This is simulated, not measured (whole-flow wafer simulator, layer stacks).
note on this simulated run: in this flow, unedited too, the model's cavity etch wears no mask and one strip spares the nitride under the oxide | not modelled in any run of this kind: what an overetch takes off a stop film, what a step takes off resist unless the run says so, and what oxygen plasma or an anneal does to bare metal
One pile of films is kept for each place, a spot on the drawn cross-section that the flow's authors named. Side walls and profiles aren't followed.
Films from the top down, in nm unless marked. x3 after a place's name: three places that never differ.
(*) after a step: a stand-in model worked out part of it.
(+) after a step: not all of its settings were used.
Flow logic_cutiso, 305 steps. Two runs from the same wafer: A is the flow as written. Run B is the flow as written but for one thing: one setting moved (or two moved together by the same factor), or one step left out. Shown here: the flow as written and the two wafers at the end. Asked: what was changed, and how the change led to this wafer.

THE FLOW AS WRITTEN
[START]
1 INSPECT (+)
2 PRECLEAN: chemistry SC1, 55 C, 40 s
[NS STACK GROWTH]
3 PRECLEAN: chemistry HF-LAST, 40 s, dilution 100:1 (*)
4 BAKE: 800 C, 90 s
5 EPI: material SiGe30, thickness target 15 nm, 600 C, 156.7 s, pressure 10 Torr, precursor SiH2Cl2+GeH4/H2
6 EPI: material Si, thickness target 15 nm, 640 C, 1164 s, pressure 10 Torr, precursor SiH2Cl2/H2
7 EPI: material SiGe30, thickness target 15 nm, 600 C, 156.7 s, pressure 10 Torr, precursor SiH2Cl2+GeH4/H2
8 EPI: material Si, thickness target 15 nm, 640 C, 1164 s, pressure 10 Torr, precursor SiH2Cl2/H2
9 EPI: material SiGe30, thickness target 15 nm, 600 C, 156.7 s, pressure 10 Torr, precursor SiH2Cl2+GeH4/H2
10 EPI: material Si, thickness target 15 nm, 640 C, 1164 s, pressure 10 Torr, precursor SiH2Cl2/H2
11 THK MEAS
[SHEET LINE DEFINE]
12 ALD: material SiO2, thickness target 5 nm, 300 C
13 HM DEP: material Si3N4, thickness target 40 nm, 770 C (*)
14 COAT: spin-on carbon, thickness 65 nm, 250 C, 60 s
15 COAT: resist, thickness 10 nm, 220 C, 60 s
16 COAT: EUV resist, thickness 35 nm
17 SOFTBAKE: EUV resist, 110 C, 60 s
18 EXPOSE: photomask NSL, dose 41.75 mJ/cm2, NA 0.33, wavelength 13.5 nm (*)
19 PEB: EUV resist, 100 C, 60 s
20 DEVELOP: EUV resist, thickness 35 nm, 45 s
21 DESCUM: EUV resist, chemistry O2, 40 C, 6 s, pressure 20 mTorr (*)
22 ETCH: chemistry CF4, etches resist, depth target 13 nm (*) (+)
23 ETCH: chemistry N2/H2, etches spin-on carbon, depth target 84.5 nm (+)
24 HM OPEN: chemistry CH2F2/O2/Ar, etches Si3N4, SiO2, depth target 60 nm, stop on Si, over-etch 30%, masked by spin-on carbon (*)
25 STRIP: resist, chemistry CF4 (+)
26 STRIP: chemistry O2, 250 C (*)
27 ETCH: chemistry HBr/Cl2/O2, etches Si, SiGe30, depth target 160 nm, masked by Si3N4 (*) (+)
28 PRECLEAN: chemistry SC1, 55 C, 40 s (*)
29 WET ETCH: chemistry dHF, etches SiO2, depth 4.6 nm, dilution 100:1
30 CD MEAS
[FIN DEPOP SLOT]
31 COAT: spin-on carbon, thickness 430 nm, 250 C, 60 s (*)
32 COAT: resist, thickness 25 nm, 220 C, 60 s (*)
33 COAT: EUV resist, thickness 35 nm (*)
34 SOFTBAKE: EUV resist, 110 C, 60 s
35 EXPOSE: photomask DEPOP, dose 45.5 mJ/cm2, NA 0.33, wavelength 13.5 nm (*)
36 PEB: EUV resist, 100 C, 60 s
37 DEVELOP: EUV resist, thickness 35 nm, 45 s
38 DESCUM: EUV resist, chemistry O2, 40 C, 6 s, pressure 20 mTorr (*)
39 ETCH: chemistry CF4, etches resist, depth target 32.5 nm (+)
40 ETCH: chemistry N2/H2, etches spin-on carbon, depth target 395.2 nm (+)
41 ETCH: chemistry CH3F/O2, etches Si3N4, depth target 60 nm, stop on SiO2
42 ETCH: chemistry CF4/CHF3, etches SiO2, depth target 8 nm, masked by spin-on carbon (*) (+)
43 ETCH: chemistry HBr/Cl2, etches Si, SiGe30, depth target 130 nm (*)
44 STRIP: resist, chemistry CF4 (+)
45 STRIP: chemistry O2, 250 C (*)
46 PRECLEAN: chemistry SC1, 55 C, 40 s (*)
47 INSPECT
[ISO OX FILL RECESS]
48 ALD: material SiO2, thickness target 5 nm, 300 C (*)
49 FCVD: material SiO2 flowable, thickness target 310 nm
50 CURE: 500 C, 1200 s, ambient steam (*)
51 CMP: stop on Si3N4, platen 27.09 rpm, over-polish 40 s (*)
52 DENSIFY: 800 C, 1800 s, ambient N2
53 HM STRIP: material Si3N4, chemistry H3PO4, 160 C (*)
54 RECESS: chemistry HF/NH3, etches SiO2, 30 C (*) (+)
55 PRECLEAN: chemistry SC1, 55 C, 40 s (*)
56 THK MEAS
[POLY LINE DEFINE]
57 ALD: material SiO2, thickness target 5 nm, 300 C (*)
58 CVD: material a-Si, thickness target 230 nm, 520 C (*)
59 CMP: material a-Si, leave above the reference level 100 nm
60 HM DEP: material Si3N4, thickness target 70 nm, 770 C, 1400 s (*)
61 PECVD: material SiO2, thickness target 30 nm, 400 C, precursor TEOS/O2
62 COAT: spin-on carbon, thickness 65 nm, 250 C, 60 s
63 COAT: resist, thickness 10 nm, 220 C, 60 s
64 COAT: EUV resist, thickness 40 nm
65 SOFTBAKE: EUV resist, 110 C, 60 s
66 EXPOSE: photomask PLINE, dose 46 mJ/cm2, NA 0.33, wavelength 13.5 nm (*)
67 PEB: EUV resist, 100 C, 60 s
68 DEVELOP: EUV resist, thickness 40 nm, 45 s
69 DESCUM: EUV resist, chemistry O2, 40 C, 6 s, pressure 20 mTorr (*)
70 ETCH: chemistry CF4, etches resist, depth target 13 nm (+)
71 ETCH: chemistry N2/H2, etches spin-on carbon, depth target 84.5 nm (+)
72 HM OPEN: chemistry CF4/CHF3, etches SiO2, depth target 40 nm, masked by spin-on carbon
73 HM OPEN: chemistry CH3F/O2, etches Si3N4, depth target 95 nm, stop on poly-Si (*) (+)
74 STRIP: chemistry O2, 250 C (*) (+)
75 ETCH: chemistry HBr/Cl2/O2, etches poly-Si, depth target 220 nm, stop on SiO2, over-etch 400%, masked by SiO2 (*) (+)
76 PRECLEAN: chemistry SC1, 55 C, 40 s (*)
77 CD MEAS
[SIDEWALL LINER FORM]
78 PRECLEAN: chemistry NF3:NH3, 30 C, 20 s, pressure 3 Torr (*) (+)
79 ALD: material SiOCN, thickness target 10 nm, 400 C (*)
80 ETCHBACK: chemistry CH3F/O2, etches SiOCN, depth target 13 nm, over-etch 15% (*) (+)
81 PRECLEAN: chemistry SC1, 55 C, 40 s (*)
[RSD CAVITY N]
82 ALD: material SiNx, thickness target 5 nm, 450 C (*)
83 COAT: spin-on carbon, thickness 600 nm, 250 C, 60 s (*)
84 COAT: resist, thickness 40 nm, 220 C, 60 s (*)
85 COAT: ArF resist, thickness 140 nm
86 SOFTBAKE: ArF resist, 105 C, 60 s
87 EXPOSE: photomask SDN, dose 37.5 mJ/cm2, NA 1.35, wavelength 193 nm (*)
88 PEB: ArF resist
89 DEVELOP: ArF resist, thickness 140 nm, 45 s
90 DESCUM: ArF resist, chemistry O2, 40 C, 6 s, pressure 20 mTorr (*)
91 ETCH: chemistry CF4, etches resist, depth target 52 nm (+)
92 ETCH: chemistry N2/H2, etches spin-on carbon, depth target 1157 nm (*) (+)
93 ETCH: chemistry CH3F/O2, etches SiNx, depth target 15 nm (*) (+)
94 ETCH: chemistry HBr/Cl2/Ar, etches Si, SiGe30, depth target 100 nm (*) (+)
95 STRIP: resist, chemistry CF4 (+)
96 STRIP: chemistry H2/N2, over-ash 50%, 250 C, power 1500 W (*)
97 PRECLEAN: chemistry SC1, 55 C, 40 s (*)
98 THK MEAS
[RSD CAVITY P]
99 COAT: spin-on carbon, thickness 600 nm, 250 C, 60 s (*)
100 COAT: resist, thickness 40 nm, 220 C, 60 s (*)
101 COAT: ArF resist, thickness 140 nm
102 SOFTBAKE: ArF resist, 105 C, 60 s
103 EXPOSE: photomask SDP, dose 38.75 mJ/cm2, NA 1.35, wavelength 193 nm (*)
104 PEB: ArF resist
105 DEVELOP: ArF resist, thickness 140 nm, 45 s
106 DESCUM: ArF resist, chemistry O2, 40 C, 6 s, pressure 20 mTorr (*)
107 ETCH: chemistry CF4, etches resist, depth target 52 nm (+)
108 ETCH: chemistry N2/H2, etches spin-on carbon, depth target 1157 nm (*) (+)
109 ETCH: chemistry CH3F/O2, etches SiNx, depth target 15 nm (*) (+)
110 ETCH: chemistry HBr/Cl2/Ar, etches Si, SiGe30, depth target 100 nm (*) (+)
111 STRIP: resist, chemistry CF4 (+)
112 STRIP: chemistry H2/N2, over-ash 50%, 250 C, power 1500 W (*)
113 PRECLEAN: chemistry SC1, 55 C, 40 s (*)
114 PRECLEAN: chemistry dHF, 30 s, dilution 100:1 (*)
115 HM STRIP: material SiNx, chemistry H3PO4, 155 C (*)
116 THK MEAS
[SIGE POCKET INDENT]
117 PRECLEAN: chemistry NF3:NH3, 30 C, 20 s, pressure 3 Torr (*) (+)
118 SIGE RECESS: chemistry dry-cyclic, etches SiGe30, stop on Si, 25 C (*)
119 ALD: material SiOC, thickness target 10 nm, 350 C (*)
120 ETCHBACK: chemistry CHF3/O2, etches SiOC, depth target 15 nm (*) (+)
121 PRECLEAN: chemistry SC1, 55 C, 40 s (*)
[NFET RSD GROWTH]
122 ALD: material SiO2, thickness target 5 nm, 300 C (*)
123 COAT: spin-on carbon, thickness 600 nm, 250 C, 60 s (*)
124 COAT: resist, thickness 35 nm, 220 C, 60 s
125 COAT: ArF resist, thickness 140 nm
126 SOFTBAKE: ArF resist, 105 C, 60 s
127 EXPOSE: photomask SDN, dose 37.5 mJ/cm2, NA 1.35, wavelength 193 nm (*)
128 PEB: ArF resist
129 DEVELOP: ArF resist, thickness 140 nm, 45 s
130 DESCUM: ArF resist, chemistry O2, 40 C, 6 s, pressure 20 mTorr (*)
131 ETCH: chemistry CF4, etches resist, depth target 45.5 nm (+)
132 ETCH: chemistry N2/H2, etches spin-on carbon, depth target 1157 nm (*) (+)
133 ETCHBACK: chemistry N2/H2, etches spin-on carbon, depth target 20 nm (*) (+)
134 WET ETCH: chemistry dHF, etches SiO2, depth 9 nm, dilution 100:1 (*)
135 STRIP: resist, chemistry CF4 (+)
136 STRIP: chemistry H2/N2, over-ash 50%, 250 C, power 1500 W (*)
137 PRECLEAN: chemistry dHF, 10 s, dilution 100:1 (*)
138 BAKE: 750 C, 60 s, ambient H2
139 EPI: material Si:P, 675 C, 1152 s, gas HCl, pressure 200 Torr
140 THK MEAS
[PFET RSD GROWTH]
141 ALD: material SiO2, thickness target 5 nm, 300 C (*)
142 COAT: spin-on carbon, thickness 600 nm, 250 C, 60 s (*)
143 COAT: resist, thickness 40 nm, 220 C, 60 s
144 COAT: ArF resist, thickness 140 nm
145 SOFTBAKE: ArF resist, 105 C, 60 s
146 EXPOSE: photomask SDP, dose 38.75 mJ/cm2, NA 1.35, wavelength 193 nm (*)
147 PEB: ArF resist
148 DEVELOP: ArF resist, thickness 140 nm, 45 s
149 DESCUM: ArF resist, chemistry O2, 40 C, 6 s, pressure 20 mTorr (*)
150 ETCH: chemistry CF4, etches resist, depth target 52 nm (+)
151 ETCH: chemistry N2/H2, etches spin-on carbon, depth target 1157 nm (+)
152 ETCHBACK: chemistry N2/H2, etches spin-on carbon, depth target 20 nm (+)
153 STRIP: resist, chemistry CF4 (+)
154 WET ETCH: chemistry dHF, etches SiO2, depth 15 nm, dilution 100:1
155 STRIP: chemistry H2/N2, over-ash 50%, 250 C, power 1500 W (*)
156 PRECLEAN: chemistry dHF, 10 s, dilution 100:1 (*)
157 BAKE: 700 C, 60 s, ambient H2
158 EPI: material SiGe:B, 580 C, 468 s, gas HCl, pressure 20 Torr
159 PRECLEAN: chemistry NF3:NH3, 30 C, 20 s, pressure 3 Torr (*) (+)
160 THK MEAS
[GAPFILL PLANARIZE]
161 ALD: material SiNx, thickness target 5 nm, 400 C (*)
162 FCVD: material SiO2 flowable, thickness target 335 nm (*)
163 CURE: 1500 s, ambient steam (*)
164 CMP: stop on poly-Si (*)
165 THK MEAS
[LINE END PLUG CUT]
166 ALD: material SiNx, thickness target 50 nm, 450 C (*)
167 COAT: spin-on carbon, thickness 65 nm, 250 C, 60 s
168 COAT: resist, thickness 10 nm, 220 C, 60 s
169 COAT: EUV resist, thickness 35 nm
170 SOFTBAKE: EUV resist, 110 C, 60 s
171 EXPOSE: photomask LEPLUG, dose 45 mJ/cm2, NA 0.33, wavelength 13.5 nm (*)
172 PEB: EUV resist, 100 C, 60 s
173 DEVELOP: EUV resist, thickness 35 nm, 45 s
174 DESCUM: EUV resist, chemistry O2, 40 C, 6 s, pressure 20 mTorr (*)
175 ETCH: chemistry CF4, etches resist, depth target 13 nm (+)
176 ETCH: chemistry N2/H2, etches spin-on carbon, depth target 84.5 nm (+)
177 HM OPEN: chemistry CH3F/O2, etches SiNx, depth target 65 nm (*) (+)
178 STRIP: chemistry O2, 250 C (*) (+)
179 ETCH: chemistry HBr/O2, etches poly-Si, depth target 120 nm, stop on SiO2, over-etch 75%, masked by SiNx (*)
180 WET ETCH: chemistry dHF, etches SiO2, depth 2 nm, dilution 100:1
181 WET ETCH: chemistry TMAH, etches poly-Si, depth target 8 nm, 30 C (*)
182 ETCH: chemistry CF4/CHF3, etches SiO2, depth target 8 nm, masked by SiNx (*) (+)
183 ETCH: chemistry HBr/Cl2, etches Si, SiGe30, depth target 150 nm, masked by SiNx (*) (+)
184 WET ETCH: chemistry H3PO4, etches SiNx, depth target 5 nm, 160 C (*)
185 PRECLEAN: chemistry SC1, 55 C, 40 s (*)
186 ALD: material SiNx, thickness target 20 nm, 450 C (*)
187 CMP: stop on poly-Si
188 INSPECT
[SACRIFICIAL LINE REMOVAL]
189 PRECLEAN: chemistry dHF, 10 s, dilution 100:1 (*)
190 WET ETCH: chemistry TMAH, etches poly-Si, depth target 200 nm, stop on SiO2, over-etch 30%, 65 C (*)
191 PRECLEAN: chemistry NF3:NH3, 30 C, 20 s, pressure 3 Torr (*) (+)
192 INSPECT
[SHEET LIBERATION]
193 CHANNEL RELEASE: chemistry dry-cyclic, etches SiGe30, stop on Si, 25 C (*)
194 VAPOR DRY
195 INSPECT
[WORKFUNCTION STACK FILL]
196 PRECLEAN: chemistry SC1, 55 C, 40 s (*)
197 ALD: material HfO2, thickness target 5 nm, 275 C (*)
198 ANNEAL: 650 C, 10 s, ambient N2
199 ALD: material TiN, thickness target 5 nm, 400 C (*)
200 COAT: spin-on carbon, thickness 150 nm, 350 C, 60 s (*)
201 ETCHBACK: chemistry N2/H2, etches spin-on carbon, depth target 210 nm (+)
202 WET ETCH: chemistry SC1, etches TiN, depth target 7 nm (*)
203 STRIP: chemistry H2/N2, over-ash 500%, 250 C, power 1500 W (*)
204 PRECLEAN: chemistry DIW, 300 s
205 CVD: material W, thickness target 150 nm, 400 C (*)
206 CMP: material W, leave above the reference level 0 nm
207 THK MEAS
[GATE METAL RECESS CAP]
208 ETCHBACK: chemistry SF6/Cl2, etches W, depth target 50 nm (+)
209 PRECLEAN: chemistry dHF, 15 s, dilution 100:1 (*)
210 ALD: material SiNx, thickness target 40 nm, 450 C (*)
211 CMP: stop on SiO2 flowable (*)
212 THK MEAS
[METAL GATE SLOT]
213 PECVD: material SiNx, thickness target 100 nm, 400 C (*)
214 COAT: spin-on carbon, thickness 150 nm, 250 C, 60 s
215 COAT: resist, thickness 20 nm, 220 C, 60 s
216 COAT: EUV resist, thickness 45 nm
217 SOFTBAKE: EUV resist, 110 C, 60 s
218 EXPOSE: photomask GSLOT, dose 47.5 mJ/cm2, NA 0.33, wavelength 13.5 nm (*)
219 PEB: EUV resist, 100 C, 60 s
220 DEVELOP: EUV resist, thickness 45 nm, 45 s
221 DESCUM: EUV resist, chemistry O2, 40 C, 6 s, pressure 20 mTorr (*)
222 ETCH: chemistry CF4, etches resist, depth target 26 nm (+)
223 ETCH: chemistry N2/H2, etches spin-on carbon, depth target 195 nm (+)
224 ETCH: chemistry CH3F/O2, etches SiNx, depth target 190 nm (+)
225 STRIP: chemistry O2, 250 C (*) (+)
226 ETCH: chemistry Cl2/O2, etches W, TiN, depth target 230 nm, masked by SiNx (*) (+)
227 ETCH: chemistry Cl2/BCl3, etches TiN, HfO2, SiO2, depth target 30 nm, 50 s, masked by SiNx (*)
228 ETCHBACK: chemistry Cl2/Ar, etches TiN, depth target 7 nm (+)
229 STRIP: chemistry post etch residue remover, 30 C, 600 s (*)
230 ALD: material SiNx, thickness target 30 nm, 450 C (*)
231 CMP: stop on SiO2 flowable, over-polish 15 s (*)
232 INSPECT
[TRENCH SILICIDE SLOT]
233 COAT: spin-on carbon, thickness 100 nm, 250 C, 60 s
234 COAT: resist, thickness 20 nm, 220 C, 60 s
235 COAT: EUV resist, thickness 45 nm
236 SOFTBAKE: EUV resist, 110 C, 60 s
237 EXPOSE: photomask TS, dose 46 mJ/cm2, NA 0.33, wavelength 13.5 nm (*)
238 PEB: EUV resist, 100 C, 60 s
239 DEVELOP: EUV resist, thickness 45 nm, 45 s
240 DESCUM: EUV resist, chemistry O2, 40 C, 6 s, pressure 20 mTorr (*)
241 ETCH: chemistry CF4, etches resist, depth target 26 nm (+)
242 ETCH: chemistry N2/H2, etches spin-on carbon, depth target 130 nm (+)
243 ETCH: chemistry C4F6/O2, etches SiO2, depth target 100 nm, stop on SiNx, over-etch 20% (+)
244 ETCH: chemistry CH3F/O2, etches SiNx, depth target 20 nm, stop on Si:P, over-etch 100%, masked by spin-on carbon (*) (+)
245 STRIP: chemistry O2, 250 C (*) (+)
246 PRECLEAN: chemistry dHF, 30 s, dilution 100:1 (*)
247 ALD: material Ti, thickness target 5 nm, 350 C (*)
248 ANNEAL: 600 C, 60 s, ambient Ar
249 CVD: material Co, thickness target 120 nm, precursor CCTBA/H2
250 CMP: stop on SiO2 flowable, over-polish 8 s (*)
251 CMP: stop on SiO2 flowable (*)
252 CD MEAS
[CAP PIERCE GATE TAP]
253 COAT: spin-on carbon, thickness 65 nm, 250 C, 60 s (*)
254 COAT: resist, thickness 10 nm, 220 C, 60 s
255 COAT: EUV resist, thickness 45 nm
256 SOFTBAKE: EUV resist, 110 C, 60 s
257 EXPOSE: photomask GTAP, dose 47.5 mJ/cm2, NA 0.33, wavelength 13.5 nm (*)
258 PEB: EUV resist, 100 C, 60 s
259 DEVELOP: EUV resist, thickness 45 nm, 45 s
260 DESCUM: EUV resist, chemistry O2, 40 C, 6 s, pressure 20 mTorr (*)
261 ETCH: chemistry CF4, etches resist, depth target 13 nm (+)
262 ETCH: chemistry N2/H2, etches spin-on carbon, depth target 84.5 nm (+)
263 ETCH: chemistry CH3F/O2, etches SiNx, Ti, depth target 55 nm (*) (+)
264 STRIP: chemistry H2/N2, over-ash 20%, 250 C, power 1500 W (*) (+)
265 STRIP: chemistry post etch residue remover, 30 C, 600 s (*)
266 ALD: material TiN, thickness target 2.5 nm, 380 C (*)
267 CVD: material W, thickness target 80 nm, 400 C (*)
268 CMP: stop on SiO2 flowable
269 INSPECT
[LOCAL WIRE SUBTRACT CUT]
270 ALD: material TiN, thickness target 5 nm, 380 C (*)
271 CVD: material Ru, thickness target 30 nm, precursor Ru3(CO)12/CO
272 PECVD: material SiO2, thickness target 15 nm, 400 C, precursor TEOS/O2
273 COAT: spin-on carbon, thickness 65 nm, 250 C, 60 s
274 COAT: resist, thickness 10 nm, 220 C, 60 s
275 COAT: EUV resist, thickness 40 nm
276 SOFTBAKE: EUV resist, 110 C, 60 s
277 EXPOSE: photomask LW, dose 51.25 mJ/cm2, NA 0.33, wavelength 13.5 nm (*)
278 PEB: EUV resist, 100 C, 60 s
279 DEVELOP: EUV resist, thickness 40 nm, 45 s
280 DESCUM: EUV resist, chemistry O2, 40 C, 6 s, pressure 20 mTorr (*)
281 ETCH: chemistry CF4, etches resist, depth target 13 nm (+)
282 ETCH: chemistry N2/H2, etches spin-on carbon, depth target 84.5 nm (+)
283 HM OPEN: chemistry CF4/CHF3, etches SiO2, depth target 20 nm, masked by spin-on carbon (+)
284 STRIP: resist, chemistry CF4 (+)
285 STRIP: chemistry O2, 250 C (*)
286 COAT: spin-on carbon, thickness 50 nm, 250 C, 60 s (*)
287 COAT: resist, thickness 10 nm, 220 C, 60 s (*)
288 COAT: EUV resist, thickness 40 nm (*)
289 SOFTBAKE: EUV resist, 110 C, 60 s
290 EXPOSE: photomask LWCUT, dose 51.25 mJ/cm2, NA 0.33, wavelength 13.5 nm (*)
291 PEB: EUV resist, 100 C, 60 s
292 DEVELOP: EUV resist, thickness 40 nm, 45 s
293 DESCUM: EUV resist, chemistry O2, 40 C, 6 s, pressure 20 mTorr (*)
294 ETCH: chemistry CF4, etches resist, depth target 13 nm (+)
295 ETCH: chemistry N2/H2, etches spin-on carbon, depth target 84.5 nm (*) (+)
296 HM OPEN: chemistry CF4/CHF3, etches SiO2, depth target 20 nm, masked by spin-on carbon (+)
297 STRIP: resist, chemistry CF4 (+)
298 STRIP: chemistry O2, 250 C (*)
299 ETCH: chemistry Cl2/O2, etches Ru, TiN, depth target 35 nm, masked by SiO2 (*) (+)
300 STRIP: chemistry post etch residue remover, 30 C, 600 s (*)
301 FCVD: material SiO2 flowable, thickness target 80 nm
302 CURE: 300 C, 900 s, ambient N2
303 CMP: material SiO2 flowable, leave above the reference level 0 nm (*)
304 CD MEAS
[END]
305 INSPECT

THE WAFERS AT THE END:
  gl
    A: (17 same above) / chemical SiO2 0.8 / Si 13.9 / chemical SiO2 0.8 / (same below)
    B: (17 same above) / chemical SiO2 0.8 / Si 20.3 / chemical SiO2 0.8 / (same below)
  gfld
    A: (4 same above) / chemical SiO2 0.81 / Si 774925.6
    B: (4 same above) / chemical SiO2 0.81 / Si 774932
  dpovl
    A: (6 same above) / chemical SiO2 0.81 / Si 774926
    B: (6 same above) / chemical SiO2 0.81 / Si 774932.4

The cause: step 6, EPI: thickness target 21.4 nm was run, where the flow has thickness target 15 nm; step 6, EPI: 1659 s was run, where the flow has 1164 s.

How the change led to this, step by step:
  6 EPI: material Si, thickness target 15 nm, 640 C, 1164 s, pressure 10 Torr, precursor SiH2Cl2/H2
      depop, dpovl, gfld and 19 more: A Si +15 (new film) | B Si +21.4 (new film)
  27 ETCH: chemistry HBr/Cl2/O2, etches Si, SiGe30, depth target 160 nm, masked by Si3N4 (*) (+)
      gfld, gxf, iso, lnri: A chemical SiO2 -0.79 (all of it), Si -11.4 (all of it), SiGe30 -15 (all of it), Si -15 (all of it), SiGe30 -15 (all of it), Si -15 (all of it), SiGe30 -15 (all of it), Si -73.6 | B chemical SiO2 -0.79 (all of it), Si -11.4 (all of it), SiGe30 -15 (all of it), Si -15 (all of it), SiGe30 -15 (all of it), Si -21.4 (all of it), SiGe30 -15 (all of it), Si -67.3
      dpovl, nsgap: A chemical SiO2 -0.79 (all of it), Si -11.8 (all of it), SiGe30 -15 (all of it), Si -15 (all of it), SiGe30 -15 (all of it), Si -15 (all of it), SiGe30 -15 (all of it), Si -73.2 | B chemical SiO2 -0.79 (all of it), Si -11.8 (all of it), SiGe30 -15 (all of it), Si -15 (all of it), SiGe30 -15 (all of it), Si -21.4 (all of it), SiGe30 -15 (all of it), Si -66.9
      (and at 1 more place)
  43 ETCH: chemistry HBr/Cl2, etches Si, SiGe30, depth target 130 nm (*)
      depop: A Si -14 (all of it), SiGe30 -15 (all of it), Si -15 (all of it), SiGe30 -15 (all of it), Si -15 (all of it), SiGe30 -15 (all of it), Si -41 | B Si -14 (all of it), SiGe30 -15 (all of it), Si -15 (all of it), SiGe30 -15 (all of it), Si -21.4 (all of it), SiGe30 -15 (all of it), Si -34.6
  94 ETCH: chemistry HBr/Cl2/Ar, etches Si, SiGe30, depth target 100 nm (*) (+)
      rsdn, rsdx: A chemical SiO2 -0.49 (all of it), Si -12.8 (all of it), SiGe30 -15 (all of it), Si -15 (all of it), SiGe30 -15 (all of it), Si -15 (all of it), SiGe30 -15 (all of it), Si -12.2 | B chemical SiO2 -0.49 (all of it), Si -12.8 (all of it), SiGe30 -15 (all of it), Si -15 (all of it), SiGe30 -15 (all of it), Si -21.4 (all of it), SiGe30 -15 (all of it), Si -5.79
  110 ETCH: chemistry HBr/Cl2/Ar, etches Si, SiGe30, depth target 100 nm (*) (+)
      rsdp, rsdw: A chemical SiO2 -0.49 (all of it), Si -12.8 (all of it), SiGe30 -15 (all of it), Si -15 (all of it), SiGe30 -15 (all of it), Si -15 (all of it), SiGe30 -15 (all of it), Si -12.2 | B chemical SiO2 -0.49 (all of it), Si -12.8 (all of it), SiGe30 -15 (all of it), Si -15 (all of it), SiGe30 -15 (all of it), Si -21.4 (all of it), SiGe30 -15 (all of it), Si -5.79
  183 ETCH: chemistry HBr/Cl2, etches Si, SiGe30, depth target 150 nm, masked by SiNx (*) (+)
      plug: A Si -13.6 (all of it), SiGe30 -15 (all of it), Si -15 (all of it), SiGe30 -15 (all of it), Si -15 (all of it), SiGe30 -15 (all of it), Si -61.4 | B Si -13.6 (all of it), SiGe30 -15 (all of it), Si -15 (all of it), SiGe30 -15 (all of it), Si -21.4 (all of it), SiGe30 -15 (all of it), Si -55.1
